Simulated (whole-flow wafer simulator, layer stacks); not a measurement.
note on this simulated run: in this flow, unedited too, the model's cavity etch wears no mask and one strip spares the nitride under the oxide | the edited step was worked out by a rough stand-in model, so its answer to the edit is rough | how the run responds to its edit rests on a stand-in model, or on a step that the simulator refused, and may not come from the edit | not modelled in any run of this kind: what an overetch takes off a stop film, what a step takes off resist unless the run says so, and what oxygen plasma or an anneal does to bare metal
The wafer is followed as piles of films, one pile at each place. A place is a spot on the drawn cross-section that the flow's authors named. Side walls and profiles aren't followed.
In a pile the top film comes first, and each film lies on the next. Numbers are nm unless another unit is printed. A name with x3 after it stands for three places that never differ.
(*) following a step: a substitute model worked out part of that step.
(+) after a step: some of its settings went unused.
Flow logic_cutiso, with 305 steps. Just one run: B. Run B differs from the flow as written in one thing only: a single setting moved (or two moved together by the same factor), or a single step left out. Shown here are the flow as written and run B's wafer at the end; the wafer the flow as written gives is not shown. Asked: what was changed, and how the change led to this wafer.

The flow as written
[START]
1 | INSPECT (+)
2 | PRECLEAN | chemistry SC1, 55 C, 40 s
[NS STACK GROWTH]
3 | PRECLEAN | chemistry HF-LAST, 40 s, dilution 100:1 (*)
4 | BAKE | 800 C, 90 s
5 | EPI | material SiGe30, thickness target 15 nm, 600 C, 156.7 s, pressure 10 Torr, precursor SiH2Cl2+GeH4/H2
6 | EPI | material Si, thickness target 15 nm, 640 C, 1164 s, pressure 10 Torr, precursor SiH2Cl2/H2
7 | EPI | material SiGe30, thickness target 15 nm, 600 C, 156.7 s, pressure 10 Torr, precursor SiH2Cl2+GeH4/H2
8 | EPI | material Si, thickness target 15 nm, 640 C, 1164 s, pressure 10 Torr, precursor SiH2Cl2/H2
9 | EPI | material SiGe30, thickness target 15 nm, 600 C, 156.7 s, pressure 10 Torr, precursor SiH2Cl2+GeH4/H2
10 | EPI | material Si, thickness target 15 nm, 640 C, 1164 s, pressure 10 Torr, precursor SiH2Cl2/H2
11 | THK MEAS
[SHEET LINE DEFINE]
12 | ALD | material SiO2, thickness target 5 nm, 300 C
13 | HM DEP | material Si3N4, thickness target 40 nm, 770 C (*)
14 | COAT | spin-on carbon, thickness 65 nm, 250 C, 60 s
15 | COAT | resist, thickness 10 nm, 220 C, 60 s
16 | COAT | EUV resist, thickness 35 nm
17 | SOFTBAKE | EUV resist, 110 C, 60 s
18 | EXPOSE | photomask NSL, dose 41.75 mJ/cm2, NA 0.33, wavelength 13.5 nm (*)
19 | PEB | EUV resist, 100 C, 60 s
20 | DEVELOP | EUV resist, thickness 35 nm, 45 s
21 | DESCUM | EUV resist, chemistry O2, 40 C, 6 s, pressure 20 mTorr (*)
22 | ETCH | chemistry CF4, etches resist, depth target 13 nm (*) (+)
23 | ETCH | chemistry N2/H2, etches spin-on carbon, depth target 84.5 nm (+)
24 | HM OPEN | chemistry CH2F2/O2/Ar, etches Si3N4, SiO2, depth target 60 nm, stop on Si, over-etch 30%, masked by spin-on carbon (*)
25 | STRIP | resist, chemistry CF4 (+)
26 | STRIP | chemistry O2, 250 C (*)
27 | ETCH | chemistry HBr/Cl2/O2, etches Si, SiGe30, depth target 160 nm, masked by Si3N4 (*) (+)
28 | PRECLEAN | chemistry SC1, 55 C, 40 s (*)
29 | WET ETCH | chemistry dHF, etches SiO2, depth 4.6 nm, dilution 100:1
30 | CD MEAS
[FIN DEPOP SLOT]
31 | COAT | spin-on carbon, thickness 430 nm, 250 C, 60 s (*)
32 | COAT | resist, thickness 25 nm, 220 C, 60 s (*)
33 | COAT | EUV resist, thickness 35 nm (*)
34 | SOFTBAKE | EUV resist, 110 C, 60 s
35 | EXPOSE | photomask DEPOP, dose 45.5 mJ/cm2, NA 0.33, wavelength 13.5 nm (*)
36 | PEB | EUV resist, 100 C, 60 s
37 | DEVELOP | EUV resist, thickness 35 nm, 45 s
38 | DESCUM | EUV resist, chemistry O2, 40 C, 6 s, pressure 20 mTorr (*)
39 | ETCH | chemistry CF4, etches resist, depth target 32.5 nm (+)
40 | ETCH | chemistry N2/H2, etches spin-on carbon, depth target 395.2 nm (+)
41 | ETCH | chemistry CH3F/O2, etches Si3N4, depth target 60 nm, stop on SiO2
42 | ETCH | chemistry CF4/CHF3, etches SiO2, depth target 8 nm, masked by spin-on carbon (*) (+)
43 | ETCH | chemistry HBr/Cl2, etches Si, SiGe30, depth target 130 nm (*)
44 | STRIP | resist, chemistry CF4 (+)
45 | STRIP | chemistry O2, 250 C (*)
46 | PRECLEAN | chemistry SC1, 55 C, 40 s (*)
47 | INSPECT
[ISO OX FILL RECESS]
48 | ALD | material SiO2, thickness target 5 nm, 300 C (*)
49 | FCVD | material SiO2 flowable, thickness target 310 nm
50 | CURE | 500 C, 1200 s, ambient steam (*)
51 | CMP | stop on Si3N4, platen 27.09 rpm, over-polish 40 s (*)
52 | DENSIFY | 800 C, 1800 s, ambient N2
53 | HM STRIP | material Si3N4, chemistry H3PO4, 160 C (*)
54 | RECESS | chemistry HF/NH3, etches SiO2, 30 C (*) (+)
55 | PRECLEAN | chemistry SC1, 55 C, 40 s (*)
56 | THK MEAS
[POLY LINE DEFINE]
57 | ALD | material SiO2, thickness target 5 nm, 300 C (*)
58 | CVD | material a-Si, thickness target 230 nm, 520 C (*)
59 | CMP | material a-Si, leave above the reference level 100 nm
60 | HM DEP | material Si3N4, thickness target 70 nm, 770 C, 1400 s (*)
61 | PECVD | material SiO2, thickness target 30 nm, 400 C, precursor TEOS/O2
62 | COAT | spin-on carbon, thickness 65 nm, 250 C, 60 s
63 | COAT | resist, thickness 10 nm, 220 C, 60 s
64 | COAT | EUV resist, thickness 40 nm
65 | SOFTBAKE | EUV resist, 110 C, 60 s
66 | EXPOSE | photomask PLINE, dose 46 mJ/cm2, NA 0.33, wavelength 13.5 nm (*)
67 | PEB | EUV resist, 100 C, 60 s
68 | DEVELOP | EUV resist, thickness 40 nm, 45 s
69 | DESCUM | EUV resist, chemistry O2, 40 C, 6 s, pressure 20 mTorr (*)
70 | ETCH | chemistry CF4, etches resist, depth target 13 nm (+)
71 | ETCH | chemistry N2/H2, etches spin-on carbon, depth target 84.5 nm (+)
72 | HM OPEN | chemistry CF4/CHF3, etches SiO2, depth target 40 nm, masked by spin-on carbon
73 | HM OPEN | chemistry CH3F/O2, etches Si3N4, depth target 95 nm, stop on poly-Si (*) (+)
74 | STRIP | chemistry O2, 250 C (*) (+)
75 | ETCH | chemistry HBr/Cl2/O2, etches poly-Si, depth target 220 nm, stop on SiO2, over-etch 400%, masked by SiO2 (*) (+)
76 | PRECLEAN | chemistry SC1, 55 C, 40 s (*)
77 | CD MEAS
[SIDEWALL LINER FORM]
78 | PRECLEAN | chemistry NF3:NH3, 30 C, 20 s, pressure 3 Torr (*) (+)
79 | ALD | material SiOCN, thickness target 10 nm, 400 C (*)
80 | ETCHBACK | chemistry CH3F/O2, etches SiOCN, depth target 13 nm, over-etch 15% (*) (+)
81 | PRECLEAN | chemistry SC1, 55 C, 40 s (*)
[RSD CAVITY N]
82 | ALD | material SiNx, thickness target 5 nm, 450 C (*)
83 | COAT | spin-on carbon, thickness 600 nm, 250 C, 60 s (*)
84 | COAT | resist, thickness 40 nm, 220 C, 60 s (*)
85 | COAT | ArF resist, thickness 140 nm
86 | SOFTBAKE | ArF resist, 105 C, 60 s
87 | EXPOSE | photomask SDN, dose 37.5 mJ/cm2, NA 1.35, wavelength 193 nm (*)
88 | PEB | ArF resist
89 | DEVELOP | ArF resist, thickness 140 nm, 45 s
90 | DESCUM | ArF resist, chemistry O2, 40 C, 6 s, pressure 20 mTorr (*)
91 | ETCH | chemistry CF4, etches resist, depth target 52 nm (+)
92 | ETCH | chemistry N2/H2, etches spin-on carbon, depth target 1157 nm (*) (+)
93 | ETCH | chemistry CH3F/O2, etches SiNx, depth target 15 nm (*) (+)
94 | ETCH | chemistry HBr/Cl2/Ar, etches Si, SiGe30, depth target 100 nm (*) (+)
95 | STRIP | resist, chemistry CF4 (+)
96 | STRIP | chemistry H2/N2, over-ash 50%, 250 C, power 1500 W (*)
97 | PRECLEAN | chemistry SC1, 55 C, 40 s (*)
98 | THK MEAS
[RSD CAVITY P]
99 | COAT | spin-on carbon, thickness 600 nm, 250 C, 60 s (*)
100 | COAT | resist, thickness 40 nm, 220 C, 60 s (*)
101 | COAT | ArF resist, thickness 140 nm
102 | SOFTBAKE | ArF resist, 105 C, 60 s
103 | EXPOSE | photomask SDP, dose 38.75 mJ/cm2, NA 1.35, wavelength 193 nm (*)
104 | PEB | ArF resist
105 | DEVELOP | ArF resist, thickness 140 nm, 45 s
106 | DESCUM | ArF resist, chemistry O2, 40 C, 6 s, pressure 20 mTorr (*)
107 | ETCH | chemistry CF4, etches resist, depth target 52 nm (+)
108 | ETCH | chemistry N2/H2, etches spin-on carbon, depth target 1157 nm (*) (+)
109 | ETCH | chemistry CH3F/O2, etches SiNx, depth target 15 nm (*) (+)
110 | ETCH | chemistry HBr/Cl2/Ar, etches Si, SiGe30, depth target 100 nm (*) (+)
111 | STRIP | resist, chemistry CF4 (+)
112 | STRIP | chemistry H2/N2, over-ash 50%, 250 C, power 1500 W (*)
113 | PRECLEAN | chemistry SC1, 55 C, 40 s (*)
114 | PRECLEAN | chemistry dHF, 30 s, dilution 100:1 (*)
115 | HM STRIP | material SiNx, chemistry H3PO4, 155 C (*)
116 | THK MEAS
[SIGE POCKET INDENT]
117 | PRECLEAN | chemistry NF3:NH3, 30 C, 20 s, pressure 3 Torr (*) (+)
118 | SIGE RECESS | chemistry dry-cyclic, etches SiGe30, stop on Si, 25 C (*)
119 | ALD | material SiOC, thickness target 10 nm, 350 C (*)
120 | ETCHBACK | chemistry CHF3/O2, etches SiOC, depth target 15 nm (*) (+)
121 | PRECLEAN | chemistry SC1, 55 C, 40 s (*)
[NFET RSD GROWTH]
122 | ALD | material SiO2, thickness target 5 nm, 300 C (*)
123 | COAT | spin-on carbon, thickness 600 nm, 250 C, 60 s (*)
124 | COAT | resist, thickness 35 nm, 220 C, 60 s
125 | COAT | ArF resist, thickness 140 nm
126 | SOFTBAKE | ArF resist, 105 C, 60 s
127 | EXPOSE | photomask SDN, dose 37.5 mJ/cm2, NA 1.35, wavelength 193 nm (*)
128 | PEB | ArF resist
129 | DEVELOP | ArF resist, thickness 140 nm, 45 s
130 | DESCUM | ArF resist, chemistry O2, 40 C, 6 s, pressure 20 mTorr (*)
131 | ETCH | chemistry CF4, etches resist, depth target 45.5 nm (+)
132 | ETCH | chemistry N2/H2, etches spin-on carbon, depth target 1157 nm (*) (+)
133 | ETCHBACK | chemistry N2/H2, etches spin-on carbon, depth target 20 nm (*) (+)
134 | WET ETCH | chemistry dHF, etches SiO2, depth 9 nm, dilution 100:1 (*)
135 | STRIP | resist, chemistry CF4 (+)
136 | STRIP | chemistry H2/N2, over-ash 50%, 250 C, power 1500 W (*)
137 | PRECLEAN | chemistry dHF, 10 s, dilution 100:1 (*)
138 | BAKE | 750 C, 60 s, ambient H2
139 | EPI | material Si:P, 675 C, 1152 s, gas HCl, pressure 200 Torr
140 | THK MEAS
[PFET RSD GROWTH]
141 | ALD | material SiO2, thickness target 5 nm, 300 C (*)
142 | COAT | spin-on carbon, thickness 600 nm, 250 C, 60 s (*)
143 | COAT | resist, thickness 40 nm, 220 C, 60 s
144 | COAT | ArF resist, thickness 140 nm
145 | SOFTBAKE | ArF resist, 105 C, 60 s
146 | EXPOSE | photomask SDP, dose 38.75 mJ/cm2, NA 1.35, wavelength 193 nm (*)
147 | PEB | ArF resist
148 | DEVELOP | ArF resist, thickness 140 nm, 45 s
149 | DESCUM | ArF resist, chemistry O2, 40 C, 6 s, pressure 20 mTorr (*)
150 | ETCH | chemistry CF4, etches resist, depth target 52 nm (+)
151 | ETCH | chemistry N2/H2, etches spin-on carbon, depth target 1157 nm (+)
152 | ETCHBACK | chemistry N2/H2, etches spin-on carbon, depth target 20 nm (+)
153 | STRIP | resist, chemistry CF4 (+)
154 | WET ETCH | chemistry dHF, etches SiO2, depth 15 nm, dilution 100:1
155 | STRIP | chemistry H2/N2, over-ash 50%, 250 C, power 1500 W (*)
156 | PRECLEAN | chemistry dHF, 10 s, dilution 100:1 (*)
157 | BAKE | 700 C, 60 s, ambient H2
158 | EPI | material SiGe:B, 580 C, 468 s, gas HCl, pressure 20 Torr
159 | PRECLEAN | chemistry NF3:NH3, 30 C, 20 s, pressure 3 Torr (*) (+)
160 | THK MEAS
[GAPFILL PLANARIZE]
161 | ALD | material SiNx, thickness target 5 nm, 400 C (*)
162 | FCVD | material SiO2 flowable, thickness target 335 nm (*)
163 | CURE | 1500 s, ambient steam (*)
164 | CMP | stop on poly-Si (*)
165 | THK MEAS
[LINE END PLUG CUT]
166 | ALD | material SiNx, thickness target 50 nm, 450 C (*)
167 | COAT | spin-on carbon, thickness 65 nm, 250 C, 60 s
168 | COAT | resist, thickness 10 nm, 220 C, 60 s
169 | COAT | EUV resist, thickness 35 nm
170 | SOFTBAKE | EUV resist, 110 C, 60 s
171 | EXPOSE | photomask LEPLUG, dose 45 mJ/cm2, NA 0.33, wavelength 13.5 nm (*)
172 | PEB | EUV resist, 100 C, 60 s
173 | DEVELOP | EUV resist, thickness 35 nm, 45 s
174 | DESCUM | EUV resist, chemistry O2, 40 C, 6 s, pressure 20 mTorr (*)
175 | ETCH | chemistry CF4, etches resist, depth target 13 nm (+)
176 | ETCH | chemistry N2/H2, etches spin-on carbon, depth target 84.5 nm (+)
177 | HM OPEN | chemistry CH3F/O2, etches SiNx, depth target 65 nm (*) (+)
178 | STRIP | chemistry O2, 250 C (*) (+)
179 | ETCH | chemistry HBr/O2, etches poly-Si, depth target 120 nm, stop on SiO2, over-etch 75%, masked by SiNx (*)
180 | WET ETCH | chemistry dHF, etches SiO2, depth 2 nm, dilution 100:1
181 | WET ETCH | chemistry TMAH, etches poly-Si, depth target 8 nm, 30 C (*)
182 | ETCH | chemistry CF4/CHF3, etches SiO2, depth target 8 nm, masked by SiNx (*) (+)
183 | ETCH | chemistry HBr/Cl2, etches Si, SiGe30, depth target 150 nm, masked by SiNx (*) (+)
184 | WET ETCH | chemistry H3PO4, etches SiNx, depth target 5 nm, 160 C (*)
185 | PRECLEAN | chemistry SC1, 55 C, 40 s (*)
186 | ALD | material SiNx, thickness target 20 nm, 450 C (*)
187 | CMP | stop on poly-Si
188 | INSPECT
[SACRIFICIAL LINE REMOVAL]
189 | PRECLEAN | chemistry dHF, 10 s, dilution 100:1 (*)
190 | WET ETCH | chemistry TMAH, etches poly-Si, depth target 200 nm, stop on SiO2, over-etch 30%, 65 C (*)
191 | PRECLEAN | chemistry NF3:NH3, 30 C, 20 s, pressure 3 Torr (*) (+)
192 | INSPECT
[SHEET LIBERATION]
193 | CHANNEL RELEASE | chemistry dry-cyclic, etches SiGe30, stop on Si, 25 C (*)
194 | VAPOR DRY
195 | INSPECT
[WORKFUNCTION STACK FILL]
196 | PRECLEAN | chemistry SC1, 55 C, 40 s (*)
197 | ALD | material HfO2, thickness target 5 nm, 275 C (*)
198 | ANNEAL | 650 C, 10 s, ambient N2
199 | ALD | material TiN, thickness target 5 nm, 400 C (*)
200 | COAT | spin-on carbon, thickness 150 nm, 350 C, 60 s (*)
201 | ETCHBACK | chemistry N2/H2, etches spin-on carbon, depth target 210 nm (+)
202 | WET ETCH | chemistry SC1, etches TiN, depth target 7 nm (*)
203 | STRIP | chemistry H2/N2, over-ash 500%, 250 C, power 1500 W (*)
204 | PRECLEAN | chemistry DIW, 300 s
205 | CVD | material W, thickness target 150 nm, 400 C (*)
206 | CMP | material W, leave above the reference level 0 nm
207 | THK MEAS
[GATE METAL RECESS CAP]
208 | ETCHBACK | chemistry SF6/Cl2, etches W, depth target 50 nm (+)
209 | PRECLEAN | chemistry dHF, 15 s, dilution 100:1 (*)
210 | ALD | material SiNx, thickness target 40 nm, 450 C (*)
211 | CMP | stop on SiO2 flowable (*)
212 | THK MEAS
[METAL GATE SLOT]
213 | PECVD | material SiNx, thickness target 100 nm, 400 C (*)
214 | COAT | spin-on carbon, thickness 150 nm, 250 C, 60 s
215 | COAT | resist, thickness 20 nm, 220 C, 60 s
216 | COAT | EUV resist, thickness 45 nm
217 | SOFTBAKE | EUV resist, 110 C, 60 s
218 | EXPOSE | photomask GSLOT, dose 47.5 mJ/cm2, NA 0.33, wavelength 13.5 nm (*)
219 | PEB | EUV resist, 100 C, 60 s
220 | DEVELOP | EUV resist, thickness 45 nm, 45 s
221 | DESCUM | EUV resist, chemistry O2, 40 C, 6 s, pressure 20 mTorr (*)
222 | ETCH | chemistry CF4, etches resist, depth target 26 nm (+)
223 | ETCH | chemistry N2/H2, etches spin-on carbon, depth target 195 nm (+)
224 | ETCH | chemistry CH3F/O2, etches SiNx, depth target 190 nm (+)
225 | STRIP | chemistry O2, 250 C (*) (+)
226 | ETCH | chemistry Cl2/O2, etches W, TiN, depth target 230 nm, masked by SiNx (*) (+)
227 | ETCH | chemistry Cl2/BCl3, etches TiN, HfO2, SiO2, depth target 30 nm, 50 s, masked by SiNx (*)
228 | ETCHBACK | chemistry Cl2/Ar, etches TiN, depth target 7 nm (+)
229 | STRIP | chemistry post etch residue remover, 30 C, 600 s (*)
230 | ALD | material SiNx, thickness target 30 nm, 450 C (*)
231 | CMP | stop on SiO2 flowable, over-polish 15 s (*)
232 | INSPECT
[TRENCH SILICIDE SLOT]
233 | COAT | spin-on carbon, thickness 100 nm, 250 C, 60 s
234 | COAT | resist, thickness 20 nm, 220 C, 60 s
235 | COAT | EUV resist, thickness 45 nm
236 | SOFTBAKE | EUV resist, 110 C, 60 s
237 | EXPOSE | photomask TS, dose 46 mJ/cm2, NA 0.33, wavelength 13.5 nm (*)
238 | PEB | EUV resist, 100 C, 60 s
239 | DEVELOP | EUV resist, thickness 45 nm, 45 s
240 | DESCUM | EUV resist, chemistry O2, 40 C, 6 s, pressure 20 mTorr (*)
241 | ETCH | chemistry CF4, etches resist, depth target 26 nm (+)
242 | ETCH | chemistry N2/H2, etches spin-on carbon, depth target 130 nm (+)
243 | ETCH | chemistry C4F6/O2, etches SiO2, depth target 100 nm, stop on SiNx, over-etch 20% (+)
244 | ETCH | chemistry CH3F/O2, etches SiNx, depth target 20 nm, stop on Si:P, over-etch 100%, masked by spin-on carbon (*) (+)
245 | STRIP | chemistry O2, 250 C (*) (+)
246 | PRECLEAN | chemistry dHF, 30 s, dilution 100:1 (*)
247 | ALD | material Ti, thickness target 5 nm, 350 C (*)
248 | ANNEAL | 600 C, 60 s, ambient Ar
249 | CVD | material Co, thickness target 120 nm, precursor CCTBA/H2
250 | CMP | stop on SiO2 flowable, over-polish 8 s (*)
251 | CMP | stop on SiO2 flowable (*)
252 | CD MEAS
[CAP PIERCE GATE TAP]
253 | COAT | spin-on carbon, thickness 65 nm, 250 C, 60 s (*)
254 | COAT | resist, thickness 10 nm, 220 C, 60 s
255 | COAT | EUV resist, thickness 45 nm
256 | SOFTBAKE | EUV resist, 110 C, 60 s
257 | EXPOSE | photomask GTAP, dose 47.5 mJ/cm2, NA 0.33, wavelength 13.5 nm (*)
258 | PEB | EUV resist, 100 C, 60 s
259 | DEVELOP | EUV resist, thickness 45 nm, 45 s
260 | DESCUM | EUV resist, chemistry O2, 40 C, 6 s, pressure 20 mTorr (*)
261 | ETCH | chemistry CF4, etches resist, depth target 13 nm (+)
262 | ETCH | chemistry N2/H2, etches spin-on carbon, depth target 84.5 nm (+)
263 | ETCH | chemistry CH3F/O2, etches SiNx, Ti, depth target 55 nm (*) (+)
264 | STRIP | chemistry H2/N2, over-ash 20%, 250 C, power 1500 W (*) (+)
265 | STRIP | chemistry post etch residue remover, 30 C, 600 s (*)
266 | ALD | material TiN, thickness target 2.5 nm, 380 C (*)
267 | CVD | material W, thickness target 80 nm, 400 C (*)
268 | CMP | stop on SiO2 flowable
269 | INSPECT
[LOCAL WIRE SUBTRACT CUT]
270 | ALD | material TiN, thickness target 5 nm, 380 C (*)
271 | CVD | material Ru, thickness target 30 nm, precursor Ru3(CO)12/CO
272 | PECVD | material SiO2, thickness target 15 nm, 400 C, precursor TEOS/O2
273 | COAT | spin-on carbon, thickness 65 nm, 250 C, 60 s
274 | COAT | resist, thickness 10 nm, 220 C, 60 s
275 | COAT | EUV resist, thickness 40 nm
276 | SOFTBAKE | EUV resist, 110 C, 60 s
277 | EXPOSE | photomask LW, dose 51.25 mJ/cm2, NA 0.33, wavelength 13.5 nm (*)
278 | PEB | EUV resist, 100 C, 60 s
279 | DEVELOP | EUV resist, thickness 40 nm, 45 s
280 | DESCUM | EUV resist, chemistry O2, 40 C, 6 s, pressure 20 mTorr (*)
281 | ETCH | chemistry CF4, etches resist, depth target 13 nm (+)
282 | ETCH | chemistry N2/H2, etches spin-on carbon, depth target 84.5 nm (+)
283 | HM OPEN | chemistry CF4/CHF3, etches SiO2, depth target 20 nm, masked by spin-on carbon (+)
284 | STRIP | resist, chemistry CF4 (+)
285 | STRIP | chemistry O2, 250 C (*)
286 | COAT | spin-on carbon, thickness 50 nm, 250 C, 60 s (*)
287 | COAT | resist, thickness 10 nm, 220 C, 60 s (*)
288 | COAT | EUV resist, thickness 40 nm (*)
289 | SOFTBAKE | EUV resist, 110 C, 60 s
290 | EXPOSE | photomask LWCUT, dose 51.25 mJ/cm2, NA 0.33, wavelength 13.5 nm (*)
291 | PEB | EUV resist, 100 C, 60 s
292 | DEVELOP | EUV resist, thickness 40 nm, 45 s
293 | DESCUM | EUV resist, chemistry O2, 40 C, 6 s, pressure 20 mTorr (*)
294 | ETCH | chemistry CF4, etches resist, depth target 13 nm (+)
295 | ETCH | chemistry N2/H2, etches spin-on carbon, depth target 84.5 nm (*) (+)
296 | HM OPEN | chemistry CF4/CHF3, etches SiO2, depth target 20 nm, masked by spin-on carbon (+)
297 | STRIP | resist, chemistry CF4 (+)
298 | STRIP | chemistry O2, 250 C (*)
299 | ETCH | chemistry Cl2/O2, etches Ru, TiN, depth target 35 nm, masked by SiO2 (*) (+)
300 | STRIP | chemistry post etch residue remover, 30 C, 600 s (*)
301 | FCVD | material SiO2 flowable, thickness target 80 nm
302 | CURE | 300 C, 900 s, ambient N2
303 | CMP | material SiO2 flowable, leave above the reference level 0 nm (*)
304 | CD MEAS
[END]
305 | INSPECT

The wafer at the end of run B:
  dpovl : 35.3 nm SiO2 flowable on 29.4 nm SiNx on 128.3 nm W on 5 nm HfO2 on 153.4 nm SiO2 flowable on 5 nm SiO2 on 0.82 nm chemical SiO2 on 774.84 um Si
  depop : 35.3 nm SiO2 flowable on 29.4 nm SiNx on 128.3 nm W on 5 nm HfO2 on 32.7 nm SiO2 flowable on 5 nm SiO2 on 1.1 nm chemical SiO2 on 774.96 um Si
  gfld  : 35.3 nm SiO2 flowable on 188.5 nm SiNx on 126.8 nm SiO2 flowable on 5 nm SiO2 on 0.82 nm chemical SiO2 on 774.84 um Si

The reason: step 27, ETCH: depth target 248 nm was run, though the flow has depth target 160 nm.

Step by step, how the change led to this:
  27 | ETCH | chemistry HBr/Cl2/O2, etches Si, SiGe30, depth target 160 nm, masked by Si3N4 (*) (+)
      depop, gl, glp and 12 more: Si3N4 loses 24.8 (it would be, as written: Si3N4 loses 16.8)
      gfld, gxf, iso, lnri: chemical SiO2 loses 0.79 (all of it), Si loses 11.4 (all of it), SiGe30 loses 15 (all of it), Si loses 15 (all of it), SiGe30 loses 15 (all of it), Si loses 15 (all of it), SiGe30 loses 15 (all of it), Si loses 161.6 (it would be, as written: chemical SiO2 loses 0.79 (all of it), Si loses 11.4 (all of it), SiGe30 loses 15 (all of it), Si loses 15 (all of it), SiGe30 loses 15 (all of it), Si loses 15 (all of it), SiGe30 loses 15 (all of it), Si loses 73.6)
      (as well as at 3 more places)
  31 | COAT | spin-on carbon, thickness 430 nm, 250 C, 60 s (*)
      dpovl, nsgap: spin-on carbon gains 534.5 (new film) (it would be, as written: spin-on carbon gains 503.7 (new film))
      glp, tap: spin-on carbon gains 359.4 (new film) (it would be, as written: spin-on carbon gains 380.2 (new film))
      (as well as at 18 more places)
  40 | ETCH | chemistry N2/H2, etches spin-on carbon, depth target 395.2 nm (+)
      depop: spin-on carbon loses 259 (all of it), Si3N4 loses 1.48 (it would be, as written: spin-on carbon loses 308.2 (all of it), Si3N4 loses 0.95)
  41 | ETCH | chemistry CH3F/O2, etches Si3N4, depth target 60 nm, stop on SiO2
      gfld, gl, glp and 17 more: resist loses 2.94 (it would be, as written: resist loses 4.65)
      depop: Si3N4 loses 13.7 (all of it), SiO2 loses 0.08 (it would be, as written: Si3N4 loses 22.2 (all of it), SiO2 loses 0.08)
      (as well as at 1 more place)
  42 | ETCH | chemistry CF4/CHF3, etches SiO2, depth target 8 nm, masked by spin-on carbon (*) (+)
      gl: resist loses 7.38 (it would be, as written: resist loses 6.54 (all of it), spin-on carbon loses 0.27)
      gxf: resist loses 7.38 (it would be, as written: resist loses 7.42 (all of it))
      (as well as at 16 more places)
  43 | ETCH | chemistry HBr/Cl2, etches Si, SiGe30, depth target 130 nm (*)
      gl: resist loses 0.89 (all of it), spin-on carbon loses 30.8 (it would be, as written: spin-on carbon loses 32)
      gxf: resist loses 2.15 (all of it), spin-on carbon loses 29 (it would be, as written: spin-on carbon loses 32)
      (as well as at 10 more places)
  45 | STRIP | chemistry O2, 250 C (*)
      gfld, lnri: chemical SiO2 gains 0.83 (new film), spin-on carbon loses 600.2 (all of it), Si loses 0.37 (it would be, as written: chemical SiO2 gains 0.82 (new film), spin-on carbon loses 538.7 (all of it), Si loses 0.36)
      glp, tap: spin-on carbon loses 327.3 (all of it) (it would be, as written: spin-on carbon loses 347.6 (all of it))
      (as well as at 17 more places)
  49 | FCVD | material SiO2 flowable, thickness target 310 nm
      gl, glp, gxn and 10 more: SiO2 flowable gains 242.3 (new film) (it would be, as written: SiO2 flowable gains 262.2 (new film))
      gfld, gxf, iso, lnri: SiO2 flowable gains 513.9 (new film) (it would be, as written: SiO2 flowable gains 453.9 (new film))
      (as well as at 5 more places)
  50 | CURE | 500 C, 1200 s, ambient steam (*)
      depop: SiO2 flowable loses 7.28 (it would be, as written: SiO2 flowable loses 7.92)
      dpovl: SiO2 flowable loses 7.29 (it would be, as written: SiO2 flowable loses 7.92)
      (as well as at 12 more places)
  51 | CMP | stop on Si3N4, platen 27.09 rpm, over-polish 40 s (*)
      dpovl, isow: SiO2 flowable loses 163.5 (it would be, as written: SiO2 flowable loses 200.4)
      gxn, gxp: SiO2 flowable loses 233.4 (all of it), SiO2 loses 5 (all of it), Si3N4 loses 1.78 (it would be, as written: SiO2 flowable loses 253 (all of it), SiO2 loses 5 (all of it), Si3N4 loses 1.78)
      (as well as at 18 more places)
  52 | DENSIFY | 800 C, 1800 s, ambient N2
      gfld, gxf, iso, lnri: SiO2 flowable loses 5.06 (it would be, as written: SiO2 flowable loses 3.15)
      dpovl: SiO2 flowable loses 3.7 (it would be, as written: SiO2 flowable loses 2.82)
      (as well as at 2 more places)
  53 | HM STRIP | material Si3N4, chemistry H3PO4, 160 C (*)
      gl, glp, gxn and 11 more: Si3N4 loses 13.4 (all of it), SiO2 loses 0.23 (it would be, as written: Si3N4 loses 21.4 (all of it), SiO2 loses 0.36)
      depop, dpovl, gfld, gxf, iso, isow, lnri, nsgap: SiO2 flowable loses 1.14 (it would be, as written: SiO2 flowable loses 1.82)
  54 | RECESS | chemistry HF/NH3, etches SiO2, 30 C (*) (+)
      gfld, gxf, iso, lnri: SiO2 flowable loses 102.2 (it would be, as written: SiO2 flowable loses 111.4)
      depop: SiO2 flowable loses 104.7 (it would be, as written: SiO2 flowable loses 111.9)
      (as well as at 3 more places)
